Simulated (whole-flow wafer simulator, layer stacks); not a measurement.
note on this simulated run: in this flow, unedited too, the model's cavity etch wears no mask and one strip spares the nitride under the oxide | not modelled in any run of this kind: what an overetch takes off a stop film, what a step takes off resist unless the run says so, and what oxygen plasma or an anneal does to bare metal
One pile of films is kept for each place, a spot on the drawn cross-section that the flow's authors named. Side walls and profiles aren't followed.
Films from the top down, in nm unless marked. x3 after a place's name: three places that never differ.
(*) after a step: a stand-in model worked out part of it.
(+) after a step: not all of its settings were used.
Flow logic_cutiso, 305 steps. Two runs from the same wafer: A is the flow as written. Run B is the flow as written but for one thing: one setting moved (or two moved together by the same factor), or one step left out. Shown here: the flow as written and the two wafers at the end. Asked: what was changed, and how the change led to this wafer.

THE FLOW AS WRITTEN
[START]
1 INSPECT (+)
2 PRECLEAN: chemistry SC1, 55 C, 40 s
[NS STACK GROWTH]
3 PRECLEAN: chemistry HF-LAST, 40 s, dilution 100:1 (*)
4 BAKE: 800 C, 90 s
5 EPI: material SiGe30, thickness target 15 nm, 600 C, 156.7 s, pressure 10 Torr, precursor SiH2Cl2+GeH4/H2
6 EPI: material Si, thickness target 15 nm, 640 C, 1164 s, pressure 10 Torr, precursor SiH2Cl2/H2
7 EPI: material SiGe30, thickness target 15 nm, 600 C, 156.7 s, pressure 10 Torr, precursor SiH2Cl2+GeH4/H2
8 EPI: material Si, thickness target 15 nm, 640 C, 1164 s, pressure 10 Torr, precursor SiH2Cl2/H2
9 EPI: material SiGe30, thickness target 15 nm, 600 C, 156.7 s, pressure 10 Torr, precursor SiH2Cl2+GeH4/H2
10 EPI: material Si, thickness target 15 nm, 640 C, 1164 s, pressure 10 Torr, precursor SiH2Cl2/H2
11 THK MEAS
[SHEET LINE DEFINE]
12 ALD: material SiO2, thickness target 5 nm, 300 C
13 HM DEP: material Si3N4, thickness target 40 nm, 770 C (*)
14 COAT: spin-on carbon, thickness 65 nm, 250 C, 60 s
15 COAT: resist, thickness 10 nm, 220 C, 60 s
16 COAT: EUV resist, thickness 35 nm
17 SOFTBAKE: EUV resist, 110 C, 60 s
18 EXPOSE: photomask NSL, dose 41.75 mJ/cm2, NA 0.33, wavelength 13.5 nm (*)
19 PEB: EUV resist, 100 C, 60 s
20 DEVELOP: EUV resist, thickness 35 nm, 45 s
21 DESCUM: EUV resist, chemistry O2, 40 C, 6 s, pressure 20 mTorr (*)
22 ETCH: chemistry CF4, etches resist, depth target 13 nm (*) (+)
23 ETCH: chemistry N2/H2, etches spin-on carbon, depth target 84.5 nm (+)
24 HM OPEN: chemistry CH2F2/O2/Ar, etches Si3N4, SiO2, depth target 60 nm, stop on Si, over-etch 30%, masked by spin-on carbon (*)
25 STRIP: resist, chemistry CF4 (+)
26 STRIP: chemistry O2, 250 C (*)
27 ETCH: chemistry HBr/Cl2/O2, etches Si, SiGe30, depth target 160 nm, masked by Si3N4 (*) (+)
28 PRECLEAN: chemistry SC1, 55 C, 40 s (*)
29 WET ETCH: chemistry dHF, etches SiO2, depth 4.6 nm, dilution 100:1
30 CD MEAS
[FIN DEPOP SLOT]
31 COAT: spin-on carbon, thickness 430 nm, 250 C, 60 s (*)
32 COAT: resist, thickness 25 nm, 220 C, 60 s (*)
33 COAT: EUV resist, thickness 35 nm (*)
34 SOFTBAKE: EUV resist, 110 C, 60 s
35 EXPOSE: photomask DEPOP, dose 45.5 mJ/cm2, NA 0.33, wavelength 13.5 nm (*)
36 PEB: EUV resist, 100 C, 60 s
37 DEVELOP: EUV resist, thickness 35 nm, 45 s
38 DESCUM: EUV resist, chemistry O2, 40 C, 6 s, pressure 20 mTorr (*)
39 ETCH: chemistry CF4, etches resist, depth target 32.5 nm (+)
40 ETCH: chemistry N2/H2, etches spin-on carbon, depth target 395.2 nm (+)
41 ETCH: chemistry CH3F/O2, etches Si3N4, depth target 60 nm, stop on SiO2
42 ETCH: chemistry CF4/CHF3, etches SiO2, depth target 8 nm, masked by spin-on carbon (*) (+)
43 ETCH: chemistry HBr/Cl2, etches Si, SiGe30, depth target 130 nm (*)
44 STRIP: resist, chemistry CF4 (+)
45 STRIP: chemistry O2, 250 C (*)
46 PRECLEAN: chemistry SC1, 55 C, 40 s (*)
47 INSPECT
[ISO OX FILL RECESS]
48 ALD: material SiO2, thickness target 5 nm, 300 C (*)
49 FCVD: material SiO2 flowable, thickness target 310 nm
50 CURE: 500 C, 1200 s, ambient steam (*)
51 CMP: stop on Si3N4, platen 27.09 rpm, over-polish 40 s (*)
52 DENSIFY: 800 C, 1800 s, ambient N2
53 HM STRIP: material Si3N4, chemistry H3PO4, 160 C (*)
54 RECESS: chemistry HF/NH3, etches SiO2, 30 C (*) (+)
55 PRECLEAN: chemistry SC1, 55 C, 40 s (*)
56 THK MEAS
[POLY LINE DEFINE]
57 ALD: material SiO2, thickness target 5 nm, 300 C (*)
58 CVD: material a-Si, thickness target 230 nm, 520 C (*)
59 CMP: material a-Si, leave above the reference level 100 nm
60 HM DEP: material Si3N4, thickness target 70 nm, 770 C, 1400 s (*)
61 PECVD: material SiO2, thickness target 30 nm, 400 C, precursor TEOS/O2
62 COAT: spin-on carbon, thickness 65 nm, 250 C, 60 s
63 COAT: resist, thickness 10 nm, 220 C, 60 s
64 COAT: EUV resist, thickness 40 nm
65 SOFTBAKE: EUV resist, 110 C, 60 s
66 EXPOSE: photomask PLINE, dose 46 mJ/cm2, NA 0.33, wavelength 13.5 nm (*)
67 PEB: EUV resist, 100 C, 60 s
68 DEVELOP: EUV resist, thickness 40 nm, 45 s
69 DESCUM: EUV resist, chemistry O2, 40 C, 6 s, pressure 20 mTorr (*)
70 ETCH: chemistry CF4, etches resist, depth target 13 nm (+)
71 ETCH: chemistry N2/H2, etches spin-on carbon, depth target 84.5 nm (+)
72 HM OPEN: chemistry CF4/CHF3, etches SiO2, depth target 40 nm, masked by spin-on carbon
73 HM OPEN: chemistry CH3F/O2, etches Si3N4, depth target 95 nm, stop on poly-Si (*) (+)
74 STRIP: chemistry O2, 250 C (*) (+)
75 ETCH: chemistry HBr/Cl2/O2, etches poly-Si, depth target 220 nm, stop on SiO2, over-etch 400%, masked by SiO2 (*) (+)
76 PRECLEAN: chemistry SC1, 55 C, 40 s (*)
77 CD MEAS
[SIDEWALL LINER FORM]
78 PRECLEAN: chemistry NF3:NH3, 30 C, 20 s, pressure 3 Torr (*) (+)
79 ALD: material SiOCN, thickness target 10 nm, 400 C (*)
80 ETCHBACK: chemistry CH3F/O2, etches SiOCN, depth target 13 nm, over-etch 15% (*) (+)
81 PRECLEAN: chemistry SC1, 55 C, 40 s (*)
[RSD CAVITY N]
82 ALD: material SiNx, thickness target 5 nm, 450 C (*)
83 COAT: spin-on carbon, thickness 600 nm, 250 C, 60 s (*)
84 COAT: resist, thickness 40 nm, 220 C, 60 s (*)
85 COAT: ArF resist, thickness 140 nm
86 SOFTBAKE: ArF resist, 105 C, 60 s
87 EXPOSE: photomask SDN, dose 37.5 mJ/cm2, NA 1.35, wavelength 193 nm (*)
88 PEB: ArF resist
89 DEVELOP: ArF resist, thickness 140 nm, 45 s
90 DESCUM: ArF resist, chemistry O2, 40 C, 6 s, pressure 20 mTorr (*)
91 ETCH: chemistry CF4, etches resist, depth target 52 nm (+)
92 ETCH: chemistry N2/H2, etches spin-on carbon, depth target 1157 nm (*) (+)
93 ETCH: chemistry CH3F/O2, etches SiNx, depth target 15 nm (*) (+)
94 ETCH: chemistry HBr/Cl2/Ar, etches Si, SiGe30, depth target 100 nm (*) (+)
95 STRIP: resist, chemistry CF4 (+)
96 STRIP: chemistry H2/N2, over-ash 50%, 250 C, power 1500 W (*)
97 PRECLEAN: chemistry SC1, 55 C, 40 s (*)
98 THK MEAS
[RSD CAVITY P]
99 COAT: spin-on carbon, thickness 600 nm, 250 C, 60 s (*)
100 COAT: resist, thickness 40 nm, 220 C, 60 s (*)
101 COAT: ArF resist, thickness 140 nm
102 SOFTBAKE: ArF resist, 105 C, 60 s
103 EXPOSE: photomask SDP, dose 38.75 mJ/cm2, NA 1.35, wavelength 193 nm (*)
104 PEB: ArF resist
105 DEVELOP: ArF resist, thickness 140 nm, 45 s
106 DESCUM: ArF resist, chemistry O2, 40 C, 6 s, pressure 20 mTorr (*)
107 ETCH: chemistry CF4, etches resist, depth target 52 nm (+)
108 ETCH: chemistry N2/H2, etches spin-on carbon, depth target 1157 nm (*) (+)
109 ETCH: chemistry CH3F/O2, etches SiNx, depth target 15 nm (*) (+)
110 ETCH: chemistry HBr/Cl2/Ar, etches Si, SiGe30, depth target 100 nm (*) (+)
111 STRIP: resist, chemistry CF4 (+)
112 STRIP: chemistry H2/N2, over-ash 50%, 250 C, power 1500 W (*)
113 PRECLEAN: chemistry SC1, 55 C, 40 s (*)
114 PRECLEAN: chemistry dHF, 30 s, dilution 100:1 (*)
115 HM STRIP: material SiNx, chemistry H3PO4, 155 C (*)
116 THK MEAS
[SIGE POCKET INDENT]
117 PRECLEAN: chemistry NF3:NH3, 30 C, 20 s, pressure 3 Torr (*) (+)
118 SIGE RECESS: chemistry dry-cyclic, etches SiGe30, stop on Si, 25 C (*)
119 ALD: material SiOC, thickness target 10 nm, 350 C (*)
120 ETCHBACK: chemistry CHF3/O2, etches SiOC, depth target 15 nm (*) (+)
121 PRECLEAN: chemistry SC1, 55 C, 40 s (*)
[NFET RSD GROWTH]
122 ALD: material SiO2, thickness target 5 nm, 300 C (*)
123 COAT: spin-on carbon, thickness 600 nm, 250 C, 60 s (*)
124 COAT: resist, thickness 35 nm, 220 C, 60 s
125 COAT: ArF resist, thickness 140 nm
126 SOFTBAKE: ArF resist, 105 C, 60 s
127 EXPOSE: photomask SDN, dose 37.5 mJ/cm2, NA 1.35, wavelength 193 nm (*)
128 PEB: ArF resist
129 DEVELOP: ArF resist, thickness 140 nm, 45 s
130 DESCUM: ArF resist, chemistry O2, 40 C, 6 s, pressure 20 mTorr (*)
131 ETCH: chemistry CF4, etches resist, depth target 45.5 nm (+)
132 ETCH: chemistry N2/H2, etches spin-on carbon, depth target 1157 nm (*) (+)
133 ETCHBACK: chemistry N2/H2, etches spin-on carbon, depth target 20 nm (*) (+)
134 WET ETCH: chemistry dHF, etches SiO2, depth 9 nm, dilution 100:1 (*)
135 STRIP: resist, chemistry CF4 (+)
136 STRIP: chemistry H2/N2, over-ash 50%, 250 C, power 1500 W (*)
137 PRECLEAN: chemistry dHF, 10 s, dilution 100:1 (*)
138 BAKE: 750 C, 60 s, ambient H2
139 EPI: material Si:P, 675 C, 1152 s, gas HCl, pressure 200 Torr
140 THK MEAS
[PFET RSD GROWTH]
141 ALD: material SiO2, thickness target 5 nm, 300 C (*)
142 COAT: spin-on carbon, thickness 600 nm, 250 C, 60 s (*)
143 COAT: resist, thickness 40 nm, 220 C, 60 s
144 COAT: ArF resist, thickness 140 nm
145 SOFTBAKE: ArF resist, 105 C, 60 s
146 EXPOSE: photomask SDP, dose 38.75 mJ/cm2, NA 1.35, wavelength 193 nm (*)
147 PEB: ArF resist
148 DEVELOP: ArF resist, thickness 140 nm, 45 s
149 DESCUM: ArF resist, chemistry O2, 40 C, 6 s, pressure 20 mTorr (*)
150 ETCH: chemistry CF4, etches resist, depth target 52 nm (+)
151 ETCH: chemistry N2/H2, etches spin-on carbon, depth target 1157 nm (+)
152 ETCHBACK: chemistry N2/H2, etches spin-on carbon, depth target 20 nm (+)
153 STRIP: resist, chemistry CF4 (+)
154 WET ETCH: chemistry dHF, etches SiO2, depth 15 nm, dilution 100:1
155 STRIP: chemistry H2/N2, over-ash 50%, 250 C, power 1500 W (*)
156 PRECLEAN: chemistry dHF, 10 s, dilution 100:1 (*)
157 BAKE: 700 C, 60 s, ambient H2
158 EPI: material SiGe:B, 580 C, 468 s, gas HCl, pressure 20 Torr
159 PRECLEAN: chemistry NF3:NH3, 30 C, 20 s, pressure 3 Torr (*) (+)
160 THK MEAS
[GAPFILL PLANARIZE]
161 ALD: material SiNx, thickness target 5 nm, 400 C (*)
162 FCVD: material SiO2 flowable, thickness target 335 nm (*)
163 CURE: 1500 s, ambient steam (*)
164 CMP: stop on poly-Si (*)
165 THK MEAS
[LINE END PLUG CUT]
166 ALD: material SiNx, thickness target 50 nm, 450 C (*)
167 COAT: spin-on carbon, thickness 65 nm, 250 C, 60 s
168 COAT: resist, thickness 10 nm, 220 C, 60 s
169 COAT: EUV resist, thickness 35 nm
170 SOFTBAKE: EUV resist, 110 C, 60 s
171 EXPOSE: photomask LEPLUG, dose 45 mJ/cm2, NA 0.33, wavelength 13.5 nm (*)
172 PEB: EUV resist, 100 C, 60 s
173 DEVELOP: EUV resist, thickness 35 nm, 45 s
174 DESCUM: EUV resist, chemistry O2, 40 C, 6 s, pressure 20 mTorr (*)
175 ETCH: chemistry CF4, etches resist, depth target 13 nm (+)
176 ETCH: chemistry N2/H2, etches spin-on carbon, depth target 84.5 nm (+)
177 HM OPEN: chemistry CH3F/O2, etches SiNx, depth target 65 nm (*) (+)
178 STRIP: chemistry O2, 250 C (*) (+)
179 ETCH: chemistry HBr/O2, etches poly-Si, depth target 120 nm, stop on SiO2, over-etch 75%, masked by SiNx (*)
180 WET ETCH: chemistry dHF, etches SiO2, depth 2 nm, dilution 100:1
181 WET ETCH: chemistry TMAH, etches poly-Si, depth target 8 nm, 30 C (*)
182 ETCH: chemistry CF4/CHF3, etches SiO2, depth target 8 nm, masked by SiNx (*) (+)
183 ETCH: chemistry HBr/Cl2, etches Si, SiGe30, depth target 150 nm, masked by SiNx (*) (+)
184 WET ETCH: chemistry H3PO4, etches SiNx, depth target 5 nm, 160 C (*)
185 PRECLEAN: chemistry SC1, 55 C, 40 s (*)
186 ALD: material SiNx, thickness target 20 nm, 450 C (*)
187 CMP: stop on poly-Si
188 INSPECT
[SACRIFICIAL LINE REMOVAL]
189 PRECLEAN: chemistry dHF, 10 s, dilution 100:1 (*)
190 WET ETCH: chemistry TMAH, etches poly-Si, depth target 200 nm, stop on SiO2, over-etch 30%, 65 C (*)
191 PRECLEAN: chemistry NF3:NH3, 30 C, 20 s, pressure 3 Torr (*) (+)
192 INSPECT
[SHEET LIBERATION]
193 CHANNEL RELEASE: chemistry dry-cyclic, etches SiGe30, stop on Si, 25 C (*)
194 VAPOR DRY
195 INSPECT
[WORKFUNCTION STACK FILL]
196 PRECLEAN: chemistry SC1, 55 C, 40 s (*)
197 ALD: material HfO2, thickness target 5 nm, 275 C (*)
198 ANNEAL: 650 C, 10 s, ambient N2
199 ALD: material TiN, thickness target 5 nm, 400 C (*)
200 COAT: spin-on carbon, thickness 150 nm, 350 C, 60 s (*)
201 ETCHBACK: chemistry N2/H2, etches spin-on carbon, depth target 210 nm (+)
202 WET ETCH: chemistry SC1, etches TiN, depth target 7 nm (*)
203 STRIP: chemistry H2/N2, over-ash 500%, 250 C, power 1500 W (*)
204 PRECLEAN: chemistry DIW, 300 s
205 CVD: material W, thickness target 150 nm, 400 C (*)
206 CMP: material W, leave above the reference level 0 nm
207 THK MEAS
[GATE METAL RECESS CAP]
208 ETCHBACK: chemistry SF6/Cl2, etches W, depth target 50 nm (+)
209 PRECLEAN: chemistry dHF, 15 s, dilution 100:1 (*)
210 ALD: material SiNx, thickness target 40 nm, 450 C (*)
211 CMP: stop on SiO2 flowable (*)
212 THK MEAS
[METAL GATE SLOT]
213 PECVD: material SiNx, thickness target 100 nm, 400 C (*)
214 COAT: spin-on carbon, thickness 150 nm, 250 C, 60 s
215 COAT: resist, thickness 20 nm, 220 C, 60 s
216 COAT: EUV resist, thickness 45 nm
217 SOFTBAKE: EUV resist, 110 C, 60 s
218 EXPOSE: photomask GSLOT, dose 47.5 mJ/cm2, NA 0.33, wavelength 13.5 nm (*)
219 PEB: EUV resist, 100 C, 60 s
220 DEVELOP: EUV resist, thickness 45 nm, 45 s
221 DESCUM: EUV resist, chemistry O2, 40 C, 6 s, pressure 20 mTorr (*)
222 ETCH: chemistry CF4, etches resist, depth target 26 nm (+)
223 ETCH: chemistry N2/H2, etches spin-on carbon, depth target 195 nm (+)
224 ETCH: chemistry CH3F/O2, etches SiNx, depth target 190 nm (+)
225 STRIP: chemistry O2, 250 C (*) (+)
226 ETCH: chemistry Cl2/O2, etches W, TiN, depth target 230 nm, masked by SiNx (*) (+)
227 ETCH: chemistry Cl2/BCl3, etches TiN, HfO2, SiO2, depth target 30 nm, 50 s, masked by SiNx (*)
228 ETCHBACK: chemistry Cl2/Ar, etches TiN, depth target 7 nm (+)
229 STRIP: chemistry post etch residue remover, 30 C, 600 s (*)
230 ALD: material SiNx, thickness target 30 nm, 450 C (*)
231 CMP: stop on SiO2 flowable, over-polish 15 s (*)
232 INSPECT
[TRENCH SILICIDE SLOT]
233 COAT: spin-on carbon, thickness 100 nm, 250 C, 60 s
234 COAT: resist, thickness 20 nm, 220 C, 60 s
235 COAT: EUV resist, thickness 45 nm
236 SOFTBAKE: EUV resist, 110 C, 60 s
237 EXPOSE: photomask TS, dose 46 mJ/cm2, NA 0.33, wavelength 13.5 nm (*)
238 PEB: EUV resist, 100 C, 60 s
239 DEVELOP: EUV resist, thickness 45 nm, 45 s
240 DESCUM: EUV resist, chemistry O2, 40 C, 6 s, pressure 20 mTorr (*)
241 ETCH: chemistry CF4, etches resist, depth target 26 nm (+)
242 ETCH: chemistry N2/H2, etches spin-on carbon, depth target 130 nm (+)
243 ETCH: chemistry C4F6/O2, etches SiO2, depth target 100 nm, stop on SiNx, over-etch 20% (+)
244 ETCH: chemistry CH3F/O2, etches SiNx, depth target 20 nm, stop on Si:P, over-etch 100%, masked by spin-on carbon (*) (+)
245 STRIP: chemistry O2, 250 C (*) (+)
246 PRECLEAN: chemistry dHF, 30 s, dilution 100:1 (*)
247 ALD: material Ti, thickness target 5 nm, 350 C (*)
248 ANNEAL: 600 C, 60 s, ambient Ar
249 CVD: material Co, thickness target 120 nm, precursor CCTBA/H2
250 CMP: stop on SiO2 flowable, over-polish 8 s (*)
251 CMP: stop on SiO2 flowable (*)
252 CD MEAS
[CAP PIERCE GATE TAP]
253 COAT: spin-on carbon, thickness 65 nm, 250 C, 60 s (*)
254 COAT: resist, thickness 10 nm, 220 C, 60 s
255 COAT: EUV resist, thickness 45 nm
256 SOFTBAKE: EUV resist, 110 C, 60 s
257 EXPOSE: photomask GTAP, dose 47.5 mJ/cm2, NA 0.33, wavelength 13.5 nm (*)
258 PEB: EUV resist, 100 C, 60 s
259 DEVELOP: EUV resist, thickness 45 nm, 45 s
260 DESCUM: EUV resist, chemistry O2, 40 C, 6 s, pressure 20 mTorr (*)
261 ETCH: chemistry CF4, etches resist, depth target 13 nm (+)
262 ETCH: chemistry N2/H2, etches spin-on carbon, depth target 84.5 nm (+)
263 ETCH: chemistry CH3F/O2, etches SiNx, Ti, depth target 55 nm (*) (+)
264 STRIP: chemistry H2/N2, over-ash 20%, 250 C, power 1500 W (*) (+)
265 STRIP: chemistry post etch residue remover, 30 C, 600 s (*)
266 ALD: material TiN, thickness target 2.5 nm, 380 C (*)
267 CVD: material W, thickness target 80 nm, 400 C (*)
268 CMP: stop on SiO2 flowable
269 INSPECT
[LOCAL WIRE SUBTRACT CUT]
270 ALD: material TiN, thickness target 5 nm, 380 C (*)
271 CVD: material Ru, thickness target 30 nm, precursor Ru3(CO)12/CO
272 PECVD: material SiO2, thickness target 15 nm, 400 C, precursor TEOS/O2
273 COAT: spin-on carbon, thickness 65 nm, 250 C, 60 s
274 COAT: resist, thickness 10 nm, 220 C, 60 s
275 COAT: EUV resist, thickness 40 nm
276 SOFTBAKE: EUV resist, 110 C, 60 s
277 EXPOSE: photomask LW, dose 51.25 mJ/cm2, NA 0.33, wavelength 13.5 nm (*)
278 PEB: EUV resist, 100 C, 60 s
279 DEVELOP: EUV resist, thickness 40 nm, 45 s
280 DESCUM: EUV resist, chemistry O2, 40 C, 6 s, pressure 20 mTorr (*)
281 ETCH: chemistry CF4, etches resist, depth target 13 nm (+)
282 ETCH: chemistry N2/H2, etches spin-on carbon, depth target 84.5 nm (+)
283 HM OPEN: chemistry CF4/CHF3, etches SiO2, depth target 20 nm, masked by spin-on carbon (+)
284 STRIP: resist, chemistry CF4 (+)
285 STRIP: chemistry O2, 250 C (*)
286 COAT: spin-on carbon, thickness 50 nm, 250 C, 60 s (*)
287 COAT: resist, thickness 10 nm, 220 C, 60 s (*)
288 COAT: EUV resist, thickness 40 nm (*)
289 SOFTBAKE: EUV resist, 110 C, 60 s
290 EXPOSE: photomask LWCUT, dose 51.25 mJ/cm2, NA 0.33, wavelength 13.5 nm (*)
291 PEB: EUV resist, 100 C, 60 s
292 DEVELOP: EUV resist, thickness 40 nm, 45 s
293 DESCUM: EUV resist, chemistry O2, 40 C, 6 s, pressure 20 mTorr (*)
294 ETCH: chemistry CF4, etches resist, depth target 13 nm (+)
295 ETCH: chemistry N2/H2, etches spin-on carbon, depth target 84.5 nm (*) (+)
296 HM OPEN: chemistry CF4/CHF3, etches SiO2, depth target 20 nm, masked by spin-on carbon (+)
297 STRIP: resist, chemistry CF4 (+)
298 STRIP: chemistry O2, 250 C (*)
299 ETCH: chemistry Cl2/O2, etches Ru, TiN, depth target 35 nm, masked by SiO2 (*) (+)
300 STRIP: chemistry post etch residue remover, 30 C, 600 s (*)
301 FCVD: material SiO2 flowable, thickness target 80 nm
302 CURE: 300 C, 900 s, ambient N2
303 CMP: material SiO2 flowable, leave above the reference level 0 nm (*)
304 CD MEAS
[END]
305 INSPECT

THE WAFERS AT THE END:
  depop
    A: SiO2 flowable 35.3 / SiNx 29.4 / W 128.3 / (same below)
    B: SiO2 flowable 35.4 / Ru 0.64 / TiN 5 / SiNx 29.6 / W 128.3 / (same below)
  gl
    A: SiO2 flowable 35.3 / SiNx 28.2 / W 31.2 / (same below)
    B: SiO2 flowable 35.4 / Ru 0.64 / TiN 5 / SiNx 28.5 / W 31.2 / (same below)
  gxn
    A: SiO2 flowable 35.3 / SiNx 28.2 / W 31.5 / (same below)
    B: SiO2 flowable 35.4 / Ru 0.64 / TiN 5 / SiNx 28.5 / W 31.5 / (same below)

The cause: step 271, CVD: thickness target 36 nm was run, where the flow has thickness target 30 nm.

How the change led to this, step by step:
  271 CVD: material Ru, thickness target 30 nm, precursor Ru3(CO)12/CO
      depop, dpovl, gfld and 19 more: A Ru +30 (new film) | B Ru +36 (new film)
  299 ETCH: chemistry Cl2/O2, etches Ru, TiN, depth target 35 nm, masked by SiO2 (*) (+)
      depop, dpovl, gfld and 15 more: A Ru -29.6 (all of it), TiN -5 (all of it) | B Ru -35
  301 FCVD: material SiO2 flowable, thickness target 80 nm
      iso, rsdx: A SiO2 flowable +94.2 | B SiO2 flowable +94.3 (new film)
Counting metal films that touch as one body, depop has 2 bodies (between them, from the top down: SiNx 29.6); the flow as written gives 1 body.
Counting metal films that touch as one body, gl has 5 bodies (between them, from the top down: SiNx 28.5; HfO2 5 / chemical SiO2 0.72 / Si 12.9 / chemical SiO2 0.8 / HfO2 5; HfO2 5 / chemical SiO2 0.8 / Si 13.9 / chemical SiO2 0.8 / HfO2 5; HfO2 5 / chemical SiO2 0.8 / Si 13.9 / chemical SiO2 0.8 / HfO2 5); the flow as written gives 4 bodies (between them, from the top down: HfO2 5 / chemical SiO2 0.72 / Si 12.9 / chemical SiO2 0.8 / HfO2 5; HfO2 5 / chemical SiO2 0.8 / Si 13.9 / chemical SiO2 0.8 / HfO2 5; HfO2 5 / chemical SiO2 0.8 / Si 13.9 / chemical SiO2 0.8 / HfO2 5).
Counting metal films that touch as one body, gxn has 5 bodies (between them, from the top down: SiNx 28.5; HfO2 5 / chemical SiO2 0.72 / Si 12.9 / chemical SiO2 0.8 / HfO2 5; HfO2 5 / chemical SiO2 0.8 / Si 13.9 / chemical SiO2 0.8 / HfO2 5; HfO2 5 / chemical SiO2 0.8 / Si 13.9 / chemical SiO2 0.8 / HfO2 5); the flow as written gives 4 bodies (between them, from the top down: HfO2 5 / chemical SiO2 0.72 / Si 12.9 / chemical SiO2 0.8 / HfO2 5; HfO2 5 / chemical SiO2 0.8 / Si 13.9 / chemical SiO2 0.8 / HfO2 5; HfO2 5 / chemical SiO2 0.8 / Si 13.9 / chemical SiO2 0.8 / HfO2 5).
